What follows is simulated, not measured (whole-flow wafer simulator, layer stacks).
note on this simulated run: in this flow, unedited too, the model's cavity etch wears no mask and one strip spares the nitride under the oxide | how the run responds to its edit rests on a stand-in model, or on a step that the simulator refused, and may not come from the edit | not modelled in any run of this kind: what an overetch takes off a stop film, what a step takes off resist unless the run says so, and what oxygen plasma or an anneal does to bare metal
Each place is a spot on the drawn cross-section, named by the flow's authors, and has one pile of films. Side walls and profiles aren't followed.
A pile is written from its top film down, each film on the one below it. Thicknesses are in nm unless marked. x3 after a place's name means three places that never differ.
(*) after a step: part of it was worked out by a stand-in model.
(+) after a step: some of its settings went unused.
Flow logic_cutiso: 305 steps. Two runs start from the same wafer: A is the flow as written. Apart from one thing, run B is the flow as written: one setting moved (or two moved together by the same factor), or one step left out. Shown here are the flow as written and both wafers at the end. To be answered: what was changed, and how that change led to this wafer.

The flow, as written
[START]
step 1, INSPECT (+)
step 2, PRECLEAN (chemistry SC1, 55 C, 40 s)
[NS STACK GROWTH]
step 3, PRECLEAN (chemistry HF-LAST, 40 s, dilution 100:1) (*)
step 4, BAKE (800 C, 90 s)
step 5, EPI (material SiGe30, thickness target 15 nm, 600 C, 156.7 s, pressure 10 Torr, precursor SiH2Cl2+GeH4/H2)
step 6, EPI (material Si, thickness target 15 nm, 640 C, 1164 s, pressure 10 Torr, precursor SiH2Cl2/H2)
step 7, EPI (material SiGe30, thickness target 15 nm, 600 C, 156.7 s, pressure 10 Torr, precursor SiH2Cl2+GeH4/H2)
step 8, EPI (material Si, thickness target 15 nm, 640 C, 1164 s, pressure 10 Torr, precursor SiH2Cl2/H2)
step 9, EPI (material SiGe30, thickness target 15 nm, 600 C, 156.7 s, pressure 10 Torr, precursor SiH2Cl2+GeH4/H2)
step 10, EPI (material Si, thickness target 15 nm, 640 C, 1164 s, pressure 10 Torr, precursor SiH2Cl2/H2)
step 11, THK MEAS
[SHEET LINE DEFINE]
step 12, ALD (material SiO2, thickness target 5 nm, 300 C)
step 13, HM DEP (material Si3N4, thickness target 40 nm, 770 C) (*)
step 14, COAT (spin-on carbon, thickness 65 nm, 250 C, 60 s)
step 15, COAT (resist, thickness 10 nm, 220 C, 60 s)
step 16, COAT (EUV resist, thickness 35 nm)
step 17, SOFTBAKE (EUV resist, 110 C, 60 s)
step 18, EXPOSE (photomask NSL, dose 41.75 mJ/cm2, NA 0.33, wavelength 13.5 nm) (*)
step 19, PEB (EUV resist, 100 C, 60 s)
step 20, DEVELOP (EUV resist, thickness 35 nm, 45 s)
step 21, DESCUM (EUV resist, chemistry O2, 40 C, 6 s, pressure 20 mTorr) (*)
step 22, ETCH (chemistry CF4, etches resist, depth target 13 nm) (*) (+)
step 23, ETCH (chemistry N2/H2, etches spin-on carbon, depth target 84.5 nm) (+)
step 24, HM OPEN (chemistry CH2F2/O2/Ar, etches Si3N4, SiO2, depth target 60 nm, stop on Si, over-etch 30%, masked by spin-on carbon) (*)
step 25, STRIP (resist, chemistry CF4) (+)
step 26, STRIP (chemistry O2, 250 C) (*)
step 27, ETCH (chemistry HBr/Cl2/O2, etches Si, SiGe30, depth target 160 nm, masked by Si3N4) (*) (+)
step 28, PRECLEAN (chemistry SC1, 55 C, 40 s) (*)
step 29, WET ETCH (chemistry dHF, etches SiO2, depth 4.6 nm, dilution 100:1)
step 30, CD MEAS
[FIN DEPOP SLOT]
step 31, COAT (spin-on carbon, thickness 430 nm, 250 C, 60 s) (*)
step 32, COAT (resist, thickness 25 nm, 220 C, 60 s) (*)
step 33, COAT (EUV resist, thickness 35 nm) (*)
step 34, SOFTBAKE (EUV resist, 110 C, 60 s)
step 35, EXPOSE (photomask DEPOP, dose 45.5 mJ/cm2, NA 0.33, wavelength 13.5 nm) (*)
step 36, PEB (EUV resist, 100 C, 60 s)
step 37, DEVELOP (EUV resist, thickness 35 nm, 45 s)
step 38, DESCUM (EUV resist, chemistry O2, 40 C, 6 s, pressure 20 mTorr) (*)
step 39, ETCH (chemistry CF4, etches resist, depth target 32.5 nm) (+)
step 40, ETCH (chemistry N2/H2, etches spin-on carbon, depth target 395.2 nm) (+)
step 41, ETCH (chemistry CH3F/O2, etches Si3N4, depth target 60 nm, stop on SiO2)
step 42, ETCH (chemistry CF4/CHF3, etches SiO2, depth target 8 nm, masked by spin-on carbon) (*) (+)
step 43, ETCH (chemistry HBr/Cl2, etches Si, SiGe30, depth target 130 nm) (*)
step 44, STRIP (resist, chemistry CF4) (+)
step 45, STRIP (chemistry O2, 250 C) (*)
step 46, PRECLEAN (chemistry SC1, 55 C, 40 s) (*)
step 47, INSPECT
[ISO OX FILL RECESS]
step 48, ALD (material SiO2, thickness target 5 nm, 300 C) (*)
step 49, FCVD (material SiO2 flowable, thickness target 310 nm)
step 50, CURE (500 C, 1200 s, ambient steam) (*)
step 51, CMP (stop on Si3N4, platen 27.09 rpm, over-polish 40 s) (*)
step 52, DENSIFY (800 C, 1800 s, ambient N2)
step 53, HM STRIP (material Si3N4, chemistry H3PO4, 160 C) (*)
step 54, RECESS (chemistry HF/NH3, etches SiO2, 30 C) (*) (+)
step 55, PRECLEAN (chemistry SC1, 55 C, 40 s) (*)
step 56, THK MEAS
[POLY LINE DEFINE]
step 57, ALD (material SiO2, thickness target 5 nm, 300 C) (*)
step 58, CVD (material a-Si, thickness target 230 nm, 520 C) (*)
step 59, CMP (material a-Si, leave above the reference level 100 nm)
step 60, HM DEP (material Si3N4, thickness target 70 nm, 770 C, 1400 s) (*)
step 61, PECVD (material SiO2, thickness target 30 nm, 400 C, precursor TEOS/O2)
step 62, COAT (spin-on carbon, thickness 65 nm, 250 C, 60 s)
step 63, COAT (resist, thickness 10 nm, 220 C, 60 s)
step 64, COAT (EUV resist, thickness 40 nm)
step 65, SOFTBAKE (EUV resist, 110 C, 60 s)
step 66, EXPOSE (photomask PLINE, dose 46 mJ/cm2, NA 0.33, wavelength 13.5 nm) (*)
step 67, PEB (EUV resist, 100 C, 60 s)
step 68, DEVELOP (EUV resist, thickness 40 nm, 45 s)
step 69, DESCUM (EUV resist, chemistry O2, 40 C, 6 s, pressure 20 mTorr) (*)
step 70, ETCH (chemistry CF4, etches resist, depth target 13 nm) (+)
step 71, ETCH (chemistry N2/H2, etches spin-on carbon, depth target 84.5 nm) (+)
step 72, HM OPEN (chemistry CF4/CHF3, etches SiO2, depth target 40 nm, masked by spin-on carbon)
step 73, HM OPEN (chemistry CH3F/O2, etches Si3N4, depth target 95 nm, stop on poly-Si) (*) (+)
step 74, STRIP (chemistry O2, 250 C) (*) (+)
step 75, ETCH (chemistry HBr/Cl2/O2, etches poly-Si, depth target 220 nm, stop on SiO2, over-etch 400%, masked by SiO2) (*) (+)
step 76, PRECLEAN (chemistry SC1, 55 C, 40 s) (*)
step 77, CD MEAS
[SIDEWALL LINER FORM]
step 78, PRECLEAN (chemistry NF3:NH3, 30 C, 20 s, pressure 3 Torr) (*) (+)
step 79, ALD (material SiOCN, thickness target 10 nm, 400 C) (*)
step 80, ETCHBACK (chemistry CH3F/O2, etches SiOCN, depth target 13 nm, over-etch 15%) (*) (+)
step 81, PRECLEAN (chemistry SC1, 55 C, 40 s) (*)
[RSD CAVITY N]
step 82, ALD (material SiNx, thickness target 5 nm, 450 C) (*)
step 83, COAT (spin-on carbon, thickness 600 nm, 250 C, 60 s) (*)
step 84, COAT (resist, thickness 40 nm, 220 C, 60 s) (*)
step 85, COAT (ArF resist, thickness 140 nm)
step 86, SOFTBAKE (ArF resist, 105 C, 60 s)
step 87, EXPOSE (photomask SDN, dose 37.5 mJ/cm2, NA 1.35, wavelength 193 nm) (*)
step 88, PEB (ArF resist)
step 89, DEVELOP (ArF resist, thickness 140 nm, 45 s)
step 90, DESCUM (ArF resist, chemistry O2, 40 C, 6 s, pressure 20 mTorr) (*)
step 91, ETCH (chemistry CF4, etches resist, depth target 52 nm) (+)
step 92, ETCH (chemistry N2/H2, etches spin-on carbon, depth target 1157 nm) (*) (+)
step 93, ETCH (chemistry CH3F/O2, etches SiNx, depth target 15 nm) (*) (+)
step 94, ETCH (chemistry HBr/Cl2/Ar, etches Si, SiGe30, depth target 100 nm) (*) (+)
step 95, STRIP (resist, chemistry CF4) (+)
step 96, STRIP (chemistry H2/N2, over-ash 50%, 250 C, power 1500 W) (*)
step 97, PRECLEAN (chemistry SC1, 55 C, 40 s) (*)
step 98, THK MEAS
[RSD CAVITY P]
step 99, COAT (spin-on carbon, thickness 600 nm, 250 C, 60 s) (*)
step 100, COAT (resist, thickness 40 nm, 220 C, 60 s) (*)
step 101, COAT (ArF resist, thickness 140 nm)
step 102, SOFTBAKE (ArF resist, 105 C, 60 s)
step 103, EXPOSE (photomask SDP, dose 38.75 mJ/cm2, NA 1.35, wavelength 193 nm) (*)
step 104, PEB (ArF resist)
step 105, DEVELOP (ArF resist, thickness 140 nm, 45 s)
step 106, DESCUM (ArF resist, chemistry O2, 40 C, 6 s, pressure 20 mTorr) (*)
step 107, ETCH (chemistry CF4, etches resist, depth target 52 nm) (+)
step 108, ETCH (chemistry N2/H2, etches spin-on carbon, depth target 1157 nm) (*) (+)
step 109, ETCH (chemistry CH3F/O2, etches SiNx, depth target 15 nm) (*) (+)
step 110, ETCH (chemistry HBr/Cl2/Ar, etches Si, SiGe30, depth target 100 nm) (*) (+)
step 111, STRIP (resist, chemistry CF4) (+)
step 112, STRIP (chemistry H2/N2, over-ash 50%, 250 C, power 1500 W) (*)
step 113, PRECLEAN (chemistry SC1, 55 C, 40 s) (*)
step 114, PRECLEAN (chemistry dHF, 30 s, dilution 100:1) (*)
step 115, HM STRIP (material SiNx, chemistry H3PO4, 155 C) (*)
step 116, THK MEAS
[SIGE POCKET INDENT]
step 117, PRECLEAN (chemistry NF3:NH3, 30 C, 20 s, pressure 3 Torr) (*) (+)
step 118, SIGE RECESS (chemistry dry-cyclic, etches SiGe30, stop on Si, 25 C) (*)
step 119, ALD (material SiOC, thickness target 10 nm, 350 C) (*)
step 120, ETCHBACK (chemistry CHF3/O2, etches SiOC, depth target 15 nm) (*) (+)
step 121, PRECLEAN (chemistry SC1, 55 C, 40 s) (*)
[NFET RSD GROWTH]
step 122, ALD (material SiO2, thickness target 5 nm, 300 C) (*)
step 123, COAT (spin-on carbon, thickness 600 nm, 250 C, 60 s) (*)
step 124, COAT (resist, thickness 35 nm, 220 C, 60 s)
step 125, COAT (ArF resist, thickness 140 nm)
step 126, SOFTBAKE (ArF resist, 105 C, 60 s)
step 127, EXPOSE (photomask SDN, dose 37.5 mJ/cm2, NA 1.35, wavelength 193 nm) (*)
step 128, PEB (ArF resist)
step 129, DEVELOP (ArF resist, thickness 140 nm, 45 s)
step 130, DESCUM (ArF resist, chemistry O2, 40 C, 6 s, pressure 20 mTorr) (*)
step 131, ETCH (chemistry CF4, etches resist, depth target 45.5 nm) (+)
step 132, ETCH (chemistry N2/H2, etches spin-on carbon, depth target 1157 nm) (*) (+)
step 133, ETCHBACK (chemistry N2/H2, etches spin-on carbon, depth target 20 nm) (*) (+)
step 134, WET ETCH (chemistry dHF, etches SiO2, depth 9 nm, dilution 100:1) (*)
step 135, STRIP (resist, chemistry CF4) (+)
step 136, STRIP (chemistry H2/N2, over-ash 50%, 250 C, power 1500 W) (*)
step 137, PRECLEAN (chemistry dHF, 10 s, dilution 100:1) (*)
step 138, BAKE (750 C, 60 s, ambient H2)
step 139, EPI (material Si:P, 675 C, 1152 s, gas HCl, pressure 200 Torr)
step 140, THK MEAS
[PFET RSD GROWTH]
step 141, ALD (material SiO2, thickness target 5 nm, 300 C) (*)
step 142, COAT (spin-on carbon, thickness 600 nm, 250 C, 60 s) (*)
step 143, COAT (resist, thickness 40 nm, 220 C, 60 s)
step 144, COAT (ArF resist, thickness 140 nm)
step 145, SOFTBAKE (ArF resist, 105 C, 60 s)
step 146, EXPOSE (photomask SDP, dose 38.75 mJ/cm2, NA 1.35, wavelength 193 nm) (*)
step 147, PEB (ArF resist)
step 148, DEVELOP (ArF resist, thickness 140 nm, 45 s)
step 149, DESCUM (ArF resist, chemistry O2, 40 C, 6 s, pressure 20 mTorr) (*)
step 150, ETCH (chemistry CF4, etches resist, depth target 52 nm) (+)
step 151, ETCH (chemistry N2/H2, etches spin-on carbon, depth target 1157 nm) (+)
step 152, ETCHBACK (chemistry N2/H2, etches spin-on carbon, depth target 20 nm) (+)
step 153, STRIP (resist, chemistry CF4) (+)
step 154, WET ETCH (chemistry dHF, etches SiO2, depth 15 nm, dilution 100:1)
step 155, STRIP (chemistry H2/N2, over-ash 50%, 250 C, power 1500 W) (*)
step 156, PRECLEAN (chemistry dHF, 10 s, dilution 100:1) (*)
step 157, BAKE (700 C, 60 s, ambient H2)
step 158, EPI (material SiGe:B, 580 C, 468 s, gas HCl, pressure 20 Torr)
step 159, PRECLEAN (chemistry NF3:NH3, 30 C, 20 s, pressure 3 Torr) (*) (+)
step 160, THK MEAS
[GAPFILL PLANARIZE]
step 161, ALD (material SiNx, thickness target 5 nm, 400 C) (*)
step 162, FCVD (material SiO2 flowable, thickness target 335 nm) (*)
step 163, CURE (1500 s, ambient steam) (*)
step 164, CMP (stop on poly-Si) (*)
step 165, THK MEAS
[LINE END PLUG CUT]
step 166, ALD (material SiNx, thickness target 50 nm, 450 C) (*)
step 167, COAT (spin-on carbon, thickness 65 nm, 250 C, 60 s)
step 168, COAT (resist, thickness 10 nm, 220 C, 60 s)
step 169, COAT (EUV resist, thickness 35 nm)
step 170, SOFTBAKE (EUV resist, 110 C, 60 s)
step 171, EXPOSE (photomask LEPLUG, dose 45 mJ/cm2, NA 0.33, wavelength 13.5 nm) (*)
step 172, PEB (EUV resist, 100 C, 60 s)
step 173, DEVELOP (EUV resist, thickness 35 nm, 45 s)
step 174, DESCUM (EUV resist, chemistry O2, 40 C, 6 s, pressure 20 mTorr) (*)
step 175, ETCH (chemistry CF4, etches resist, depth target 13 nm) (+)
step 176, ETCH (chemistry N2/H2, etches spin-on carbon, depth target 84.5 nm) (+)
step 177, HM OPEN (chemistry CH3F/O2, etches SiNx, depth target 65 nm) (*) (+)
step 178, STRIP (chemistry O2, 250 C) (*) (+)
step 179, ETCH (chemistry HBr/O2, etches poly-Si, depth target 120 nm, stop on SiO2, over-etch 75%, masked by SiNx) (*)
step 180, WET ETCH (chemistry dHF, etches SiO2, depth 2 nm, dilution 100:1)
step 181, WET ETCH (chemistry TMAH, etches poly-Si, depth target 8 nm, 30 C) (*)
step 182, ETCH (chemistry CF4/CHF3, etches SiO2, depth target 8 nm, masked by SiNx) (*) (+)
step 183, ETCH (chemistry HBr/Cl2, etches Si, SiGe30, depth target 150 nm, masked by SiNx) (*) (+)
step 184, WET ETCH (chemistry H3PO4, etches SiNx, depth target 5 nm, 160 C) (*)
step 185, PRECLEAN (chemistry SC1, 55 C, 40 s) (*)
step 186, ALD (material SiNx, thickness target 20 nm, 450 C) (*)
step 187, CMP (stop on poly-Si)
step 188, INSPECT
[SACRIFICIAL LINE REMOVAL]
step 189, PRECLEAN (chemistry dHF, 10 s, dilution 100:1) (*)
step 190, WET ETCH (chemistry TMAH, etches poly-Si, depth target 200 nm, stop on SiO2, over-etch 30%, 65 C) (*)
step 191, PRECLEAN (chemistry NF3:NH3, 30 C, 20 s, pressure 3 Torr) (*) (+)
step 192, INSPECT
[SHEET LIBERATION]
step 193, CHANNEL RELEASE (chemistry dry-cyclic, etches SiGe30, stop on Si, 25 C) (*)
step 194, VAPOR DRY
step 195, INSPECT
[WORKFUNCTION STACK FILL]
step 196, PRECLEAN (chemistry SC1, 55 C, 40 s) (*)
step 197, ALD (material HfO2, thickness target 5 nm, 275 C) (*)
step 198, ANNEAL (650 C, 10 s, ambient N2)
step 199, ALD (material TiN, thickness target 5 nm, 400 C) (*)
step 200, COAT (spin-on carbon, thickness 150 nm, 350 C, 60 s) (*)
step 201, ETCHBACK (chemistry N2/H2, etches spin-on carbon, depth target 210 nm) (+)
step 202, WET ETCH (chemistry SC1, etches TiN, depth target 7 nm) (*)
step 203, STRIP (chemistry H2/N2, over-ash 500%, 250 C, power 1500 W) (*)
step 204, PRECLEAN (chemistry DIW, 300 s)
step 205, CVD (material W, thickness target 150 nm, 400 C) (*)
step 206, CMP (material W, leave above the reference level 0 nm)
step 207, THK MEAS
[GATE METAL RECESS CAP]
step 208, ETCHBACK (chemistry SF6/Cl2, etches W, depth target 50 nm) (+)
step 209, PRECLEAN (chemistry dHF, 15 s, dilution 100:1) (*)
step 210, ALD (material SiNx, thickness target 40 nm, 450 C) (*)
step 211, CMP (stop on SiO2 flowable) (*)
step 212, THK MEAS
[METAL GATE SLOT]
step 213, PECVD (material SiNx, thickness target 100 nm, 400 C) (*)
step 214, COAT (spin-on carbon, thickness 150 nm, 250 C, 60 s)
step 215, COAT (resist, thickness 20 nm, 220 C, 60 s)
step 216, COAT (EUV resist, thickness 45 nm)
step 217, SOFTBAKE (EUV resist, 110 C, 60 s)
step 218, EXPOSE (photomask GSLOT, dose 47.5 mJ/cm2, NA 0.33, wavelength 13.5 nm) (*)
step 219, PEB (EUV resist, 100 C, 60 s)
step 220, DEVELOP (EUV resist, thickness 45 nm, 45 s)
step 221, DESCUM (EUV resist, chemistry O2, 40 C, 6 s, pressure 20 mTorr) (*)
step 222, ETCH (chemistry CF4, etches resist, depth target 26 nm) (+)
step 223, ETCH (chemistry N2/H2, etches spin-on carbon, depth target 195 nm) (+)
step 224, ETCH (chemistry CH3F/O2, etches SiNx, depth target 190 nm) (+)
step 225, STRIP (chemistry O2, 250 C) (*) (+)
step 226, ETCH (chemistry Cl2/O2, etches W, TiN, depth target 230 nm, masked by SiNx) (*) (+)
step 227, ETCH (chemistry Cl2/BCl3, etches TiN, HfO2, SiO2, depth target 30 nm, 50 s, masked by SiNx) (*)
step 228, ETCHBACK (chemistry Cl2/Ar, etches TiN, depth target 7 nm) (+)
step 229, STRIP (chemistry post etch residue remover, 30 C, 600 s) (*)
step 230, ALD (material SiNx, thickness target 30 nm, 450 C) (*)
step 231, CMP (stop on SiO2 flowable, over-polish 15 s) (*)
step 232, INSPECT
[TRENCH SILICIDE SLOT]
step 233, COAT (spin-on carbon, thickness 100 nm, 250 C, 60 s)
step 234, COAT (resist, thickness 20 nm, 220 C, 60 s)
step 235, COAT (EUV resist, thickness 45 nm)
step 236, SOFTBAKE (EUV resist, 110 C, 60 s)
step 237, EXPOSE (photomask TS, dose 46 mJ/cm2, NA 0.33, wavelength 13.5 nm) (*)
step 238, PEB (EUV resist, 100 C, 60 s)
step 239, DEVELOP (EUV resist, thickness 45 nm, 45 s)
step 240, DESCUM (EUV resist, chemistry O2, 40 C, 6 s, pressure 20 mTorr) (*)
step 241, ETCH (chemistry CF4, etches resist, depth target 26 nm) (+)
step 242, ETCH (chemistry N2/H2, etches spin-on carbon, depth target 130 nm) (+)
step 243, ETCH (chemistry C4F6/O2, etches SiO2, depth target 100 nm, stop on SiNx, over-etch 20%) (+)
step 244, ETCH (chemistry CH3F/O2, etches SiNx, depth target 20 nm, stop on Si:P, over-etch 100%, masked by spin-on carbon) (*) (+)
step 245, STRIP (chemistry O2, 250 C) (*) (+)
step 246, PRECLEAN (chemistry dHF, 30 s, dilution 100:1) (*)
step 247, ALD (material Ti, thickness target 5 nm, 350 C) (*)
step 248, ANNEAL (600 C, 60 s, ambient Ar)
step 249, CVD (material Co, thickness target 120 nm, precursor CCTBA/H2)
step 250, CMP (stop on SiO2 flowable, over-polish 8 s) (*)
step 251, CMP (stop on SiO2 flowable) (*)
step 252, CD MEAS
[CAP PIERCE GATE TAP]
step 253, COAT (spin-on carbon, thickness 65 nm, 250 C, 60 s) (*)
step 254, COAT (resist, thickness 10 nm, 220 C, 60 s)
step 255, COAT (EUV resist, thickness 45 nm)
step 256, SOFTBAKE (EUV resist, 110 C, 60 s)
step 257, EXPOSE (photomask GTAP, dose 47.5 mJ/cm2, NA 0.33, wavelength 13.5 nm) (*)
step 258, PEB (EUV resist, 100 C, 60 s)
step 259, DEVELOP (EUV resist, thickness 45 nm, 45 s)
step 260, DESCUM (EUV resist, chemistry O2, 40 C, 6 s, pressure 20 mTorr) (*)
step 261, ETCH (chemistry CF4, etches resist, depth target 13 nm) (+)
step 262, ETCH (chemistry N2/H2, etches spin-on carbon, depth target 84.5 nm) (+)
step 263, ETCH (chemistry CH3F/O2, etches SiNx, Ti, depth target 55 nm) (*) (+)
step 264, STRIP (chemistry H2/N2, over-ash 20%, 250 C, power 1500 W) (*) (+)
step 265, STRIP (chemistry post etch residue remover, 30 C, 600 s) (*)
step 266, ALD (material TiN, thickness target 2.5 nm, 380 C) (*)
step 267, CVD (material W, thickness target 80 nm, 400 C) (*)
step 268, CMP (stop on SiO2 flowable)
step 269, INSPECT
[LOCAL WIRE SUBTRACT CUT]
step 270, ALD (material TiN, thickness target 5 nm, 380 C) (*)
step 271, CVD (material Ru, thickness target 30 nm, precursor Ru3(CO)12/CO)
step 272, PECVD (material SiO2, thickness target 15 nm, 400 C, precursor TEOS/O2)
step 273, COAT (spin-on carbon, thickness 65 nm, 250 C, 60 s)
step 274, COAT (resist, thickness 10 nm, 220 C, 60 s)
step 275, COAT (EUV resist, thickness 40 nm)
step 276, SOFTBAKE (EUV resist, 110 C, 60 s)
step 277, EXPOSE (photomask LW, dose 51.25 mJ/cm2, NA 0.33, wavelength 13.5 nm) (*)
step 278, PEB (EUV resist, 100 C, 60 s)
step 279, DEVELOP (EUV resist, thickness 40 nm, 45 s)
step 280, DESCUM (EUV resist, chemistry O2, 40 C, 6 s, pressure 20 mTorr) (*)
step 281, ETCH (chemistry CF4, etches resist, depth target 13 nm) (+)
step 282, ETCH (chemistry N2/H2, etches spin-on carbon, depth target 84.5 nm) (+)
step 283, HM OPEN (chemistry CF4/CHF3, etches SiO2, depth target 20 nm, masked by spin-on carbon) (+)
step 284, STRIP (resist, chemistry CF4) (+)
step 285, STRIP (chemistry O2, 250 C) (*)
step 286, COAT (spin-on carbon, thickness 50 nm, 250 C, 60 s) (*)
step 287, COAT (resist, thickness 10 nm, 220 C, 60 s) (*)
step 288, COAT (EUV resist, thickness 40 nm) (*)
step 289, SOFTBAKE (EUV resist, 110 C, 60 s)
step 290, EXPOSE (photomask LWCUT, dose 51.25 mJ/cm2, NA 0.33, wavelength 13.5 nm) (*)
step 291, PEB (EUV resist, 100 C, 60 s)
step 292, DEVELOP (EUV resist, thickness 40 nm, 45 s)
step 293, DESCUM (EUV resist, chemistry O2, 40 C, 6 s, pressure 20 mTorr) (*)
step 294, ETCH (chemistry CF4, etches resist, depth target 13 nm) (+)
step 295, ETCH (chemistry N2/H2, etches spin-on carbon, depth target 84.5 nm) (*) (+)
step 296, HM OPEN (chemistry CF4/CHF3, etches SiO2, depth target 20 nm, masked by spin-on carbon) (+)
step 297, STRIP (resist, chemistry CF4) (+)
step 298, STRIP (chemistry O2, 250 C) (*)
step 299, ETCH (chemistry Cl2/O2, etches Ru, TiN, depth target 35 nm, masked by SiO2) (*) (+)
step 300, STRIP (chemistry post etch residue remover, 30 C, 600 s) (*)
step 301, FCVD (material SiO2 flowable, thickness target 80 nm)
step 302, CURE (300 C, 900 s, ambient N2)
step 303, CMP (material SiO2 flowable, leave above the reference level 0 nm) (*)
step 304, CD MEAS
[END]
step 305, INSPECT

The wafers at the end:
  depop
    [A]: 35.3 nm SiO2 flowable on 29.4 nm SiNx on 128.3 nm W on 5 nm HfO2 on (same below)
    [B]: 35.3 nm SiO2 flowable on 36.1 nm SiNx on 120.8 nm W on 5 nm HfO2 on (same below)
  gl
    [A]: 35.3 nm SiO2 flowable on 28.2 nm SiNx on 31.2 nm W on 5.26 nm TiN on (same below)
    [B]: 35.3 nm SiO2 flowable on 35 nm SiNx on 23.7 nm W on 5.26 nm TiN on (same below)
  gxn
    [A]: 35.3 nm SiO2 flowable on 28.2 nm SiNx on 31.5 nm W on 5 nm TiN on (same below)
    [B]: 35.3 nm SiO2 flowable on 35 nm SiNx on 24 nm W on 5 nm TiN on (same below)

What caused this: step 208, ETCHBACK: depth target 57.5 nm was run, though the flow has depth target 50 nm.

How this came from the change, step by step:
  step 208, ETCHBACK (chemistry SF6/Cl2, etches W, depth target 50 nm) (+)
      depop, dpovl, gfld and 9 more: A W loses 50 | B W loses 57.5
      iso, rsdn, rsdp, rsdw, rsdx: A SiO2 flowable loses 5 | B SiO2 flowable loses 5.75
      (and at 5 other places as well)
  step 210, ALD (material SiNx, thickness target 40 nm, 450 C) (*)
      gfld, gl, glp, gxf, gxn, gxp, tap: A SiNx gains 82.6 (new film) | B SiNx gains 89 (new film)
      plug: A SiNx gains 42.5 | B SiNx gains 43.4
  step 211, CMP (stop on SiO2 flowable) (*)
      depop, dpovl, isow, ns, nsgap: A SiNx loses 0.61 | B nothing
  step 224, ETCH (chemistry CH3F/O2, etches SiNx, depth target 190 nm) (+)
      gfld: A SiNx loses 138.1 (all of it), W loses 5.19 | B SiNx loses 144.8 (all of it), W loses 4.52
  step 226, ETCH (chemistry Cl2/O2, etches W, TiN, depth target 230 nm, masked by SiNx) (*) (+)
      depop, dpovl, gl and 18 more: A SiNx loses 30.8 | B SiNx loses 29.1
      gfld: A W loses 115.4 (all of it), TiN loses 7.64 (all of it), HfO2 loses 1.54 | B W loses 108.6 (all of it), TiN loses 7.64 (all of it), HfO2 loses 1.45
  step 231, CMP (stop on SiO2 flowable, over-polish 15 s) (*)
      gfld, gl, glp, gxf, gxn, gxp, plug, tap: A SiNx loses 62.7 | B SiNx loses 64.4
      depop, dpovl, isow, ns, nsgap: A SiNx loses 62.7 | B SiNx loses 58.3
      (and at 9 other places as well)
  step 246, PRECLEAN (chemistry dHF, 30 s, dilution 100:1) (*)
      depop, dpovl, isow, ns, nsgap: A SiNx loses 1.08 | B SiNx loses 0.52
  step 251, CMP (stop on SiO2 flowable) (*)
      rsdx: A Ti loses 5 (all of it) | B Ti loses 4.24
      gfld, gl, glp, gxf, gxn, gxp, plug, tap: A SiNx loses 5 | B SiNx loses 4.44
      (and at 7 other places as well)
  step 263, ETCH (chemistry CH3F/O2, etches SiNx, Ti, depth target 55 nm) (*) (+)
      glp, lnrp, lnrt, plug, rsdn, rsdp, rsdw: A resist loses 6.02 (all of it), spin-on carbon loses 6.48 | B resist loses 6.02 (all of it), spin-on carbon loses 11.7
      depop, dpovl, gl, isow, ns, nsgap: A resist loses 6.03 (all of it), spin-on carbon loses 6.46 | B resist loses 6.03 (all of it), spin-on carbon loses 11.7
      (and at 9 other places as well)
  step 264, STRIP (chemistry H2/N2, over-ash 20%, 250 C, power 1500 W) (*) (+)
      gfld, gl, glp and 11 more: A spin-on carbon loses 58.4 (all of it) | B spin-on carbon loses 53.2 (all of it)
      depop, dpovl, isow, ns, nsgap: A spin-on carbon loses 58.5 (all of it) | B spin-on carbon loses 53.3 (all of it)
      (and at 2 other places as well)
  step 265, STRIP (chemistry post etch residue remover, 30 C, 600 s) (*)
      rsdx: A nothing | B Ti loses 0.76 (all of it)
  step 267, CVD (material W, thickness target 80 nm, 400 C) (*)
      tap: A W gains 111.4 (new film) | B W gains 119.1 (new film)
  step 268, CMP (stop on SiO2 flowable)
      depop, dpovl, gfld and 9 more: A W loses 80.2 (all of it), TiN loses 2.5 (all of it), SiNx loses 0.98 | B W loses 80.2 (all of it), TiN loses 2.5 (all of it), SiNx loses 1.54
      lnr, lnri, lnrp, lnrt: A W loses 80 (all of it), TiN loses 2.5 (all of it), SiOCN loses 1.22 | B W loses 80 (all of it), TiN loses 2.5 (all of it), SiOCN loses 1.78
      (and at 3 other places as well)
